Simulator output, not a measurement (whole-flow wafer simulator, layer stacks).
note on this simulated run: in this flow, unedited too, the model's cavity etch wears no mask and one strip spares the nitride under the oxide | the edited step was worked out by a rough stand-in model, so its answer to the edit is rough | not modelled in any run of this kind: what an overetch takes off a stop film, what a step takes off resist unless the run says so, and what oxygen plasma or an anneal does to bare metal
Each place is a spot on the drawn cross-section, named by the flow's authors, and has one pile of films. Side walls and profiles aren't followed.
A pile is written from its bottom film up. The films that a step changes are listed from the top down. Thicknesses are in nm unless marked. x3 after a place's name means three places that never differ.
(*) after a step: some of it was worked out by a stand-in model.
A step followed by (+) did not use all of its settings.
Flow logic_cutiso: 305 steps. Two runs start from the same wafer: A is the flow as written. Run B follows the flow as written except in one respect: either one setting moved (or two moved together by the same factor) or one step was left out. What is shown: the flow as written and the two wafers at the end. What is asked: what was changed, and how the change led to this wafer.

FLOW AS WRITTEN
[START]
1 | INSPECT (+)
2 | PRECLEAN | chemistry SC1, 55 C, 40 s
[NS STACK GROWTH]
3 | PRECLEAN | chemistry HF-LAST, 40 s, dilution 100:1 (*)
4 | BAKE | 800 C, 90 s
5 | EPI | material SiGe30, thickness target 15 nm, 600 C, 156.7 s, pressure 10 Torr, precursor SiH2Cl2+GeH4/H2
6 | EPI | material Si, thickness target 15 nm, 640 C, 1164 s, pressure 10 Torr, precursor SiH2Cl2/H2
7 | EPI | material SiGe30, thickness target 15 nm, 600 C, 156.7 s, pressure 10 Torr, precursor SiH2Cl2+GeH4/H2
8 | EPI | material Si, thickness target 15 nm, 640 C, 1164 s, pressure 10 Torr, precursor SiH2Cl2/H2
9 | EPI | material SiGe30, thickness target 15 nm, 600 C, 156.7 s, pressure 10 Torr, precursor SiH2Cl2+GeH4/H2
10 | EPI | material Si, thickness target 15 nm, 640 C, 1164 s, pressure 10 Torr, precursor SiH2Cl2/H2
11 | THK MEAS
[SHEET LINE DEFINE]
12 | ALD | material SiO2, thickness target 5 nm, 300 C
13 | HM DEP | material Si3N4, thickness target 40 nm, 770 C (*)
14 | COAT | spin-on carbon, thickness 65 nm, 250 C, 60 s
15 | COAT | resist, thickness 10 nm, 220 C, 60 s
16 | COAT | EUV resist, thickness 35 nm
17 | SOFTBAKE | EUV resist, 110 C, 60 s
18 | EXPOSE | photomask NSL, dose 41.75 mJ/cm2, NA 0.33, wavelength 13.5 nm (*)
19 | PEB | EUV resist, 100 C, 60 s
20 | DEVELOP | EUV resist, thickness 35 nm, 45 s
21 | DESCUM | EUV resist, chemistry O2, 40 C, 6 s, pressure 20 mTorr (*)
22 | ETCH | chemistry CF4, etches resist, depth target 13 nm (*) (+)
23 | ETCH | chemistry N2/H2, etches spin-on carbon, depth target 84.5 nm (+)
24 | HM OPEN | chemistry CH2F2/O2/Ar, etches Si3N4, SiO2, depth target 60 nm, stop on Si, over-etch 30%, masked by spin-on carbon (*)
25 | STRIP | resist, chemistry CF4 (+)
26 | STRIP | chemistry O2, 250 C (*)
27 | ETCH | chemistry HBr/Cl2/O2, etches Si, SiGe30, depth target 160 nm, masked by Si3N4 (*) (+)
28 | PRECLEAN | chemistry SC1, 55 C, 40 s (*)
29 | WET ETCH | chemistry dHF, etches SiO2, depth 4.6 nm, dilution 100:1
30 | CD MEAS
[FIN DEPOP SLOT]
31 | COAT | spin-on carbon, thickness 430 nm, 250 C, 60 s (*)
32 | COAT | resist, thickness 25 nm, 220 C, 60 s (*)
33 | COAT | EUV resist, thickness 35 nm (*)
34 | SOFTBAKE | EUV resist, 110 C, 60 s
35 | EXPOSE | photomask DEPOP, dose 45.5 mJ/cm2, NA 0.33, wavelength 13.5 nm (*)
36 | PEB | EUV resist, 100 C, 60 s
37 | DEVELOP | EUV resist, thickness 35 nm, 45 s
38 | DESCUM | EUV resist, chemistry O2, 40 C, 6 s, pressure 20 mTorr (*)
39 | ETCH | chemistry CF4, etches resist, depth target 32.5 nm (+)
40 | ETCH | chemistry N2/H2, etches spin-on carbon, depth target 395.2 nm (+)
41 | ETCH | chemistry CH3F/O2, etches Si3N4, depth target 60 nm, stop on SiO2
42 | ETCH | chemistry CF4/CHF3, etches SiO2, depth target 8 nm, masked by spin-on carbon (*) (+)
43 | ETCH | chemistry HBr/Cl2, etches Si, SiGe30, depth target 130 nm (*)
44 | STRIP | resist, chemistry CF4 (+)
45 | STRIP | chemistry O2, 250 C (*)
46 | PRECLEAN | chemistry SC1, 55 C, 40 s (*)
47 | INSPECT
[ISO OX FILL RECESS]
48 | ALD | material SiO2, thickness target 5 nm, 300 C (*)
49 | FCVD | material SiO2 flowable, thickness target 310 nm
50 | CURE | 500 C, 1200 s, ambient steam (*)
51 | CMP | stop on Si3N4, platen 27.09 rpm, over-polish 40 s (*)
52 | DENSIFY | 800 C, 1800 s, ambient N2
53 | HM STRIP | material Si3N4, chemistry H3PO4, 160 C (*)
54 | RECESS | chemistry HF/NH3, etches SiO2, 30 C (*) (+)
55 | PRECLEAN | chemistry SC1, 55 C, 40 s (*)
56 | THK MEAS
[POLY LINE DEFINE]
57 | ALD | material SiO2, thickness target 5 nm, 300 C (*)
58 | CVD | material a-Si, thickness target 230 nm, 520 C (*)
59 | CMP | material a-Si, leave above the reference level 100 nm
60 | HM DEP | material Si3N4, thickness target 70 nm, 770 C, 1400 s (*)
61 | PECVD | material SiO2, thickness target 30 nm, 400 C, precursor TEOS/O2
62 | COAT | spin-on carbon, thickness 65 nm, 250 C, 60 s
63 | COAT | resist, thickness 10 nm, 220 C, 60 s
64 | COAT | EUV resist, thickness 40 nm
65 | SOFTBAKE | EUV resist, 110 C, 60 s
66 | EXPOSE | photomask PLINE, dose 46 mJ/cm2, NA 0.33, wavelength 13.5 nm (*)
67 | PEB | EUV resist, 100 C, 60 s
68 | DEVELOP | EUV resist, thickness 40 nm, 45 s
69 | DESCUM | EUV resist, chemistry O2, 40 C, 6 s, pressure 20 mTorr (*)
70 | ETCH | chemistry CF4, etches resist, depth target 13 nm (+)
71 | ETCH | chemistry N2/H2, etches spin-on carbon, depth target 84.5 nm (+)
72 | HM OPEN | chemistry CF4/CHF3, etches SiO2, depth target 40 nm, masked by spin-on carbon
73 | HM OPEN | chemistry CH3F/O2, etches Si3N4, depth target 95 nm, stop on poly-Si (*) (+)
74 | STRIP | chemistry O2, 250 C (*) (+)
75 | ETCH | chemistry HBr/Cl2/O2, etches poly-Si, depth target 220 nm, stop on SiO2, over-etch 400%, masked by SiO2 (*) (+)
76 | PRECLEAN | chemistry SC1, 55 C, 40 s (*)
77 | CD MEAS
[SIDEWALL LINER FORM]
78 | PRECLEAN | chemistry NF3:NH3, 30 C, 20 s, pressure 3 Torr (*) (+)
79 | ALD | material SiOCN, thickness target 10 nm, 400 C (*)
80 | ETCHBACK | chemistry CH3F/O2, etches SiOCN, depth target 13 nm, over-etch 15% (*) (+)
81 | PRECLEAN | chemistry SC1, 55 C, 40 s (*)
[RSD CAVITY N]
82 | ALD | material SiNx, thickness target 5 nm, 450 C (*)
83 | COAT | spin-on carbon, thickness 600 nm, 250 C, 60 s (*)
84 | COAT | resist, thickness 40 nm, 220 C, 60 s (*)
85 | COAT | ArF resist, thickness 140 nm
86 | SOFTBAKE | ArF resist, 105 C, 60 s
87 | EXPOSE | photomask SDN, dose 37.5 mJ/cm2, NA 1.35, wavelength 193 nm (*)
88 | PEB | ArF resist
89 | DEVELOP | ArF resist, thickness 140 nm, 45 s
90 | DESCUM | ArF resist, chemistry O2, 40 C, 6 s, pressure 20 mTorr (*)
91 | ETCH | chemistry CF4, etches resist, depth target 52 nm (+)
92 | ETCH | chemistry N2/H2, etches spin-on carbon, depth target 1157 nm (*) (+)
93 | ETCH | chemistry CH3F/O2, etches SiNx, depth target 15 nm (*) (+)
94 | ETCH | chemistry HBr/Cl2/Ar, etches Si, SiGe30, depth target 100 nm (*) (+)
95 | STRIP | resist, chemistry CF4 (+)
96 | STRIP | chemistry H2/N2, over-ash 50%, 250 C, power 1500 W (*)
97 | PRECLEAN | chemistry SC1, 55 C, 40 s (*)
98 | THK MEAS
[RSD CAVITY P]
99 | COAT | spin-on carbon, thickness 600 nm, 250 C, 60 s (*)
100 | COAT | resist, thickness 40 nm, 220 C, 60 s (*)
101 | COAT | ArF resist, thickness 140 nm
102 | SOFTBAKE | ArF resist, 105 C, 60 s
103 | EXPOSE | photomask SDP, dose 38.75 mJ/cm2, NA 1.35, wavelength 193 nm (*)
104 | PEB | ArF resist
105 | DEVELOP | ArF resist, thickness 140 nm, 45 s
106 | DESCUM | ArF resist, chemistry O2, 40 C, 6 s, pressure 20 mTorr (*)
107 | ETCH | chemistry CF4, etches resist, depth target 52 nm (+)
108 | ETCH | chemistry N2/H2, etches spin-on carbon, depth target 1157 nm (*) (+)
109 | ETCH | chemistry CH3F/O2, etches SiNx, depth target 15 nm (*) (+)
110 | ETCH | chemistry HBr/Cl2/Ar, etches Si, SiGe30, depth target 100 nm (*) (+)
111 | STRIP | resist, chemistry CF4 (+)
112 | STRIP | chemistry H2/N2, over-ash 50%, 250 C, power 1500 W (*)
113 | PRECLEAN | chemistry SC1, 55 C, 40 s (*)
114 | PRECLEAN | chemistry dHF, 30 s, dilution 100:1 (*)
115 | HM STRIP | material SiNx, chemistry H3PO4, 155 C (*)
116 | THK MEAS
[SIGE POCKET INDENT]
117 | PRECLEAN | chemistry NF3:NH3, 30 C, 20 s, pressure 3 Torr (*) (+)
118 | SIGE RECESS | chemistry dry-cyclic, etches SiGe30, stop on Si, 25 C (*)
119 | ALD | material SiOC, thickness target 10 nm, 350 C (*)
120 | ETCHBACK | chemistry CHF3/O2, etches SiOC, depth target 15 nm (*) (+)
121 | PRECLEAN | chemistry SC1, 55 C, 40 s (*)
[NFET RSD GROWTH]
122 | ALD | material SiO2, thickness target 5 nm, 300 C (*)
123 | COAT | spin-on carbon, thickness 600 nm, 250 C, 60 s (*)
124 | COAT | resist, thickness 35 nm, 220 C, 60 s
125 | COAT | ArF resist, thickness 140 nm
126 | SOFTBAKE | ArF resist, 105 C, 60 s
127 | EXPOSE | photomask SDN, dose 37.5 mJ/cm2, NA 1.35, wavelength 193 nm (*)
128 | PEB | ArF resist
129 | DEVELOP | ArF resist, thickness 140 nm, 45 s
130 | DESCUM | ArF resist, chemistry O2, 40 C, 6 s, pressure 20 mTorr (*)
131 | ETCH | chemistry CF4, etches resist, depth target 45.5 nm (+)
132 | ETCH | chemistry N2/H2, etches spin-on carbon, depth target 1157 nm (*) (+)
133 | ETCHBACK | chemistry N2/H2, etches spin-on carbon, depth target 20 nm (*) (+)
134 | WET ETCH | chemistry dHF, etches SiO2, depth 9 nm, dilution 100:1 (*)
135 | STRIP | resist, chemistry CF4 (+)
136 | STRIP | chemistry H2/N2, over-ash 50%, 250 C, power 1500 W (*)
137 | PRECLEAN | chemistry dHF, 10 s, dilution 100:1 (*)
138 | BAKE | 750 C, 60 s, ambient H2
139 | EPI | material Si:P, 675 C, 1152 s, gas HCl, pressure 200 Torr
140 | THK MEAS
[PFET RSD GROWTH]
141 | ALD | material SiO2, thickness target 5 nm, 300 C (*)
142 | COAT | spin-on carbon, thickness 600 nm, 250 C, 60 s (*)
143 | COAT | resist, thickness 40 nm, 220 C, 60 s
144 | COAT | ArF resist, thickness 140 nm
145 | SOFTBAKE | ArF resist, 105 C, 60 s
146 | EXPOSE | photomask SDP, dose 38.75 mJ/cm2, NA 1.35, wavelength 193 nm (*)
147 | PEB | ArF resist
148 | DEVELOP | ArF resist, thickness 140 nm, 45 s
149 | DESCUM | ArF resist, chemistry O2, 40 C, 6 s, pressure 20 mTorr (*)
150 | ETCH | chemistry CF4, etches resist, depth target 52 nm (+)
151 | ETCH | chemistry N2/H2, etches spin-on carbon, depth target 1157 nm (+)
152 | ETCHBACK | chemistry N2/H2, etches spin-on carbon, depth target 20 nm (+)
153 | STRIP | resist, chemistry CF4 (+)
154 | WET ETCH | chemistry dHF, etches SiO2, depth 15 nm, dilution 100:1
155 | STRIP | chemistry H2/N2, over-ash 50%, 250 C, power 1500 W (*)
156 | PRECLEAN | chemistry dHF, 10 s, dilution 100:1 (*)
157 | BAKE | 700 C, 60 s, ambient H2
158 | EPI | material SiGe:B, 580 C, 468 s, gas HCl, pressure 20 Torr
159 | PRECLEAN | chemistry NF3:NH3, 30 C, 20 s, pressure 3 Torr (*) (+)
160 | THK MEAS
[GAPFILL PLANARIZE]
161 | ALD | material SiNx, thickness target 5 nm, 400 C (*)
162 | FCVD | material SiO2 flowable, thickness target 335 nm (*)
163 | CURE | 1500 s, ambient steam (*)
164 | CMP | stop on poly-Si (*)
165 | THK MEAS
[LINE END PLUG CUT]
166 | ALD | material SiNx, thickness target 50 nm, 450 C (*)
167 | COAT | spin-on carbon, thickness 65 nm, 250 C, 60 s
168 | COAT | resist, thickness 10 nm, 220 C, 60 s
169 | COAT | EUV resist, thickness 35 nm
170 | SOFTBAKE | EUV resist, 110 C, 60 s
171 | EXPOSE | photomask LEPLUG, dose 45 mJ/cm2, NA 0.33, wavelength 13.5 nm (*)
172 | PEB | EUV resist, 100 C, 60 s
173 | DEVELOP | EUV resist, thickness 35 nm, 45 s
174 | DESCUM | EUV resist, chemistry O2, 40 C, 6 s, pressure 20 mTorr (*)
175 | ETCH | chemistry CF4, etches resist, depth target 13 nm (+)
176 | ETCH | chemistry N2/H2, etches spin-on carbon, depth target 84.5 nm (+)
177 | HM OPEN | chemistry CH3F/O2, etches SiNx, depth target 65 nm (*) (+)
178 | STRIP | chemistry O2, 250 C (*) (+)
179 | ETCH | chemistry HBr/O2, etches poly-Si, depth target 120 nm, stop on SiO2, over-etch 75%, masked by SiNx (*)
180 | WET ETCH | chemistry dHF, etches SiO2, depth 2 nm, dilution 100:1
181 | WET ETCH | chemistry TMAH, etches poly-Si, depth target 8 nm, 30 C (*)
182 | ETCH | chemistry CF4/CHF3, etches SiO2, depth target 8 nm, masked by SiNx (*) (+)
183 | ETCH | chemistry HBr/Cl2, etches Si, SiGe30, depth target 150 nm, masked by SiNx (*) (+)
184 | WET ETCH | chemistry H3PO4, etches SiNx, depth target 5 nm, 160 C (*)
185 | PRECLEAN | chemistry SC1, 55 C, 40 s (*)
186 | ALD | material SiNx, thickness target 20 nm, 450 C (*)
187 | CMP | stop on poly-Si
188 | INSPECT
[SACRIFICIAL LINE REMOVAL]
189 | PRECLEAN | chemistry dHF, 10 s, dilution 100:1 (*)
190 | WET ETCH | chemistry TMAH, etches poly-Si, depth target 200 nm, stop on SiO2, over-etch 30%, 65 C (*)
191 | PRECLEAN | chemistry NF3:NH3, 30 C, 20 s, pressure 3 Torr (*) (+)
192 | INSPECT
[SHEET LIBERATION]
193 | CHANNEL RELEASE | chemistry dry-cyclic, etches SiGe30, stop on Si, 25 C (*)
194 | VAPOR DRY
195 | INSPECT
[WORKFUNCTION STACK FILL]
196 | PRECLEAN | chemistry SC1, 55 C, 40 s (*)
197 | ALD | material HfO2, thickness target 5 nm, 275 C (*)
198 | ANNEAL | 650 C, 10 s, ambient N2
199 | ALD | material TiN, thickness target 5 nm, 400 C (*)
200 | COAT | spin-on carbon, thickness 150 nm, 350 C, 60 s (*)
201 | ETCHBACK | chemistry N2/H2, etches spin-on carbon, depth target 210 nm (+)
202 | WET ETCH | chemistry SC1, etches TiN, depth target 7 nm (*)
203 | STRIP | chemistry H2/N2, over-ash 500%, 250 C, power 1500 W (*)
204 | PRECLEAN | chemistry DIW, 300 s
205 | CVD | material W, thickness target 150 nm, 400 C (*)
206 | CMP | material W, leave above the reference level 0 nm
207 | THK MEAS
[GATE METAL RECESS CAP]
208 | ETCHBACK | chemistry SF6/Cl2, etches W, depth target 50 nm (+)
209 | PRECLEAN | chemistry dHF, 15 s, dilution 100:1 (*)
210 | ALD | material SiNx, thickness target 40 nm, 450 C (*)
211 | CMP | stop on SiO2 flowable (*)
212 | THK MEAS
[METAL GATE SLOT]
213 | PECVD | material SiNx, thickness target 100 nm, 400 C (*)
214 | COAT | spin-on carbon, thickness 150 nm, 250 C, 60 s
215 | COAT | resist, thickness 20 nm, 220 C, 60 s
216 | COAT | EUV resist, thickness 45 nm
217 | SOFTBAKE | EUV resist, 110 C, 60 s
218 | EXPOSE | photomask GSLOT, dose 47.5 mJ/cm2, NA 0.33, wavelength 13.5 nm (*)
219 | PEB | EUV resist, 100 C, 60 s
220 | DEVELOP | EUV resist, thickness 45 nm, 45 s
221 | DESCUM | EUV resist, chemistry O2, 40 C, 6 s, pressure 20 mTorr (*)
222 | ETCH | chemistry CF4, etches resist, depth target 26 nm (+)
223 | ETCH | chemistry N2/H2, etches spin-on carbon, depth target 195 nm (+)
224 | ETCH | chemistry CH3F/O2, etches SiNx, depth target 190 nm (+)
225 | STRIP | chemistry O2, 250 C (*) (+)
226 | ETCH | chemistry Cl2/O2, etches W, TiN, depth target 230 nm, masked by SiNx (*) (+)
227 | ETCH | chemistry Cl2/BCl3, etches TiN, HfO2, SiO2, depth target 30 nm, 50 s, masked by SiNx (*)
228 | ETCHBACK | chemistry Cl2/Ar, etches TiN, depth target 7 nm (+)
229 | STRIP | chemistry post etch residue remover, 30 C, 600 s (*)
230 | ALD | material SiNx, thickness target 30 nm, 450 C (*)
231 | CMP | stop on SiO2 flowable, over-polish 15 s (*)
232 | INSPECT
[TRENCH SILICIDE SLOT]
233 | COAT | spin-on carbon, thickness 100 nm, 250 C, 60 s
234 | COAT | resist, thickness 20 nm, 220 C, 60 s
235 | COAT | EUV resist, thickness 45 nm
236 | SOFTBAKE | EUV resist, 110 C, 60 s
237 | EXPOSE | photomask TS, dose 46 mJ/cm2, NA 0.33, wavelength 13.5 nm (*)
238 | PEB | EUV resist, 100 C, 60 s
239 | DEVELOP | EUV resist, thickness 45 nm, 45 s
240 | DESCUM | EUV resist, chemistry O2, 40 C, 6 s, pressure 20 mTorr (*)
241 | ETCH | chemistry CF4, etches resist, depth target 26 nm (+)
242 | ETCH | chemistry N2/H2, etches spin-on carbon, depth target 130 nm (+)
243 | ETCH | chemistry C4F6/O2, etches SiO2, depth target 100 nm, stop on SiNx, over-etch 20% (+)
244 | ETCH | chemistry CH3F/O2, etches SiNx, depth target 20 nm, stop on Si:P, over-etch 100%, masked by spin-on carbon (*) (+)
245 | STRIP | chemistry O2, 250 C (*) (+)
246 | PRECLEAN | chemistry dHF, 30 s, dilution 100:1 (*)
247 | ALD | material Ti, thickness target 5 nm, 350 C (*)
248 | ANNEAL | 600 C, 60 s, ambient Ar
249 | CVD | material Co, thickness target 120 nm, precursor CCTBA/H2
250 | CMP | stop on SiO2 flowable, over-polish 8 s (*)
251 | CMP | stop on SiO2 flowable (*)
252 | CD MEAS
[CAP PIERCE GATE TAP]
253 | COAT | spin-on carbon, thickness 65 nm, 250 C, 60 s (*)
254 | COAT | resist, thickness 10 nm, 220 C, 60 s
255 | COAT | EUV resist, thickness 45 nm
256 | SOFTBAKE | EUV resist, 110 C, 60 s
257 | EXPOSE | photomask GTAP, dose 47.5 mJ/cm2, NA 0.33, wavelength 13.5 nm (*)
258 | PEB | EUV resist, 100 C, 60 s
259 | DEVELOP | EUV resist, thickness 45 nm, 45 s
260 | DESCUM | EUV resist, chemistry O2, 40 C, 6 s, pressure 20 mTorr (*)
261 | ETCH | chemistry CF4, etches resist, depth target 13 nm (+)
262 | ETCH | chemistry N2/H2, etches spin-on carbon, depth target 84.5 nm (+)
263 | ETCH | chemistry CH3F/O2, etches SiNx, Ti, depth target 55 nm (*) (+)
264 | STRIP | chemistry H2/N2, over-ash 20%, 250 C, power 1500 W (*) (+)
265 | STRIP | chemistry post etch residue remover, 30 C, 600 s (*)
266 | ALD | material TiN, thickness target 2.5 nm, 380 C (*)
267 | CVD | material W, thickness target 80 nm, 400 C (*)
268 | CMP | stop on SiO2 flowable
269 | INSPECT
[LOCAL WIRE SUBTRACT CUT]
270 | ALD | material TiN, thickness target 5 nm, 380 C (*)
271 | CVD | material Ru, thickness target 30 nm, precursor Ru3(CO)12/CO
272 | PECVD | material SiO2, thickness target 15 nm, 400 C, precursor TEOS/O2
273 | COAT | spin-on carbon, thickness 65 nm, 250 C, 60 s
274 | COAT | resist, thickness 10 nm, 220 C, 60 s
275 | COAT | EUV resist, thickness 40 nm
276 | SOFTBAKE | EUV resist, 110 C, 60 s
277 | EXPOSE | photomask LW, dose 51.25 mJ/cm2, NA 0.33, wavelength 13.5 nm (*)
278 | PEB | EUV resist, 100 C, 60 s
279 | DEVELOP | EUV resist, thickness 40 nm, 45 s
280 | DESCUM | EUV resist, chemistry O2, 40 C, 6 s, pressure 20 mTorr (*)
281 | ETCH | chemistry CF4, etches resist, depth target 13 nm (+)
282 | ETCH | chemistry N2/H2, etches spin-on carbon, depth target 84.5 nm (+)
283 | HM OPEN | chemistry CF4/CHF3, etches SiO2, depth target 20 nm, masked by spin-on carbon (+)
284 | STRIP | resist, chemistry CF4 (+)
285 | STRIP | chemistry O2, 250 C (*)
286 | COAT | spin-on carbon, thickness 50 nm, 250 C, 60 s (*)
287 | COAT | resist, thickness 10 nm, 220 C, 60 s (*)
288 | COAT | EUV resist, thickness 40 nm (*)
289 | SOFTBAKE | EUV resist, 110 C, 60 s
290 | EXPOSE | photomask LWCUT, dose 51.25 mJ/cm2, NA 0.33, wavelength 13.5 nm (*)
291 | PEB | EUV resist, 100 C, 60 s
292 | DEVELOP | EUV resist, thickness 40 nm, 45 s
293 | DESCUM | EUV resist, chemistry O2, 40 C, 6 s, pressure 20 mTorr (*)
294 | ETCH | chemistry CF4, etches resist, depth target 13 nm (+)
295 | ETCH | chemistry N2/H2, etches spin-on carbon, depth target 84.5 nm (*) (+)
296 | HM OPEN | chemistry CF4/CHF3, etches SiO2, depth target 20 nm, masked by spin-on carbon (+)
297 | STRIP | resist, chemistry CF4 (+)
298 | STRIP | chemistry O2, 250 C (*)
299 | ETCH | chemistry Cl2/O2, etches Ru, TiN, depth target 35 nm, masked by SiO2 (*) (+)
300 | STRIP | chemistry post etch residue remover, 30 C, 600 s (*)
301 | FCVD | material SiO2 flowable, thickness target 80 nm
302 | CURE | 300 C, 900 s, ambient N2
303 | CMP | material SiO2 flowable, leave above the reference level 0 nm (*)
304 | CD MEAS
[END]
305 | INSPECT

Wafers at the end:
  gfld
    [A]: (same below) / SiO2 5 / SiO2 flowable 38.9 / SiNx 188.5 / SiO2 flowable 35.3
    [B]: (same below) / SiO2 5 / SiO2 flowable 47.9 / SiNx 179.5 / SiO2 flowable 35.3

The reason: step 227, ETCH: depth target 21 nm was run, whereas the flow has depth target 30 nm; step 227, ETCH: 35 s was run, where the flow has 50 s.

The path from the change to this, step by step:
  227 | ETCH | chemistry Cl2/BCl3, etches TiN, HfO2, SiO2, depth target 30 nm, 50 s, masked by SiNx (*)
      depop, dpovl, gl and 18 more: A -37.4 SiNx | B -26.2 SiNx
      gfld: A -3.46 HfO2 (all of it), -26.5 SiO2 flowable | B -3.46 HfO2 (all of it), -17.5 SiO2 flowable
  231 | CMP | stop on SiO2 flowable, over-polish 15 s (*)
      depop, dpovl, gfld and 10 more: A -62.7 SiNx | B -74 SiNx
      lnr, lnri, lnrp, lnrt: A -61 SiNx (all of it), -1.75 SiOCN | B -72.2 SiNx (all of it), -1.75 SiOCN
      (also at 5 further places)
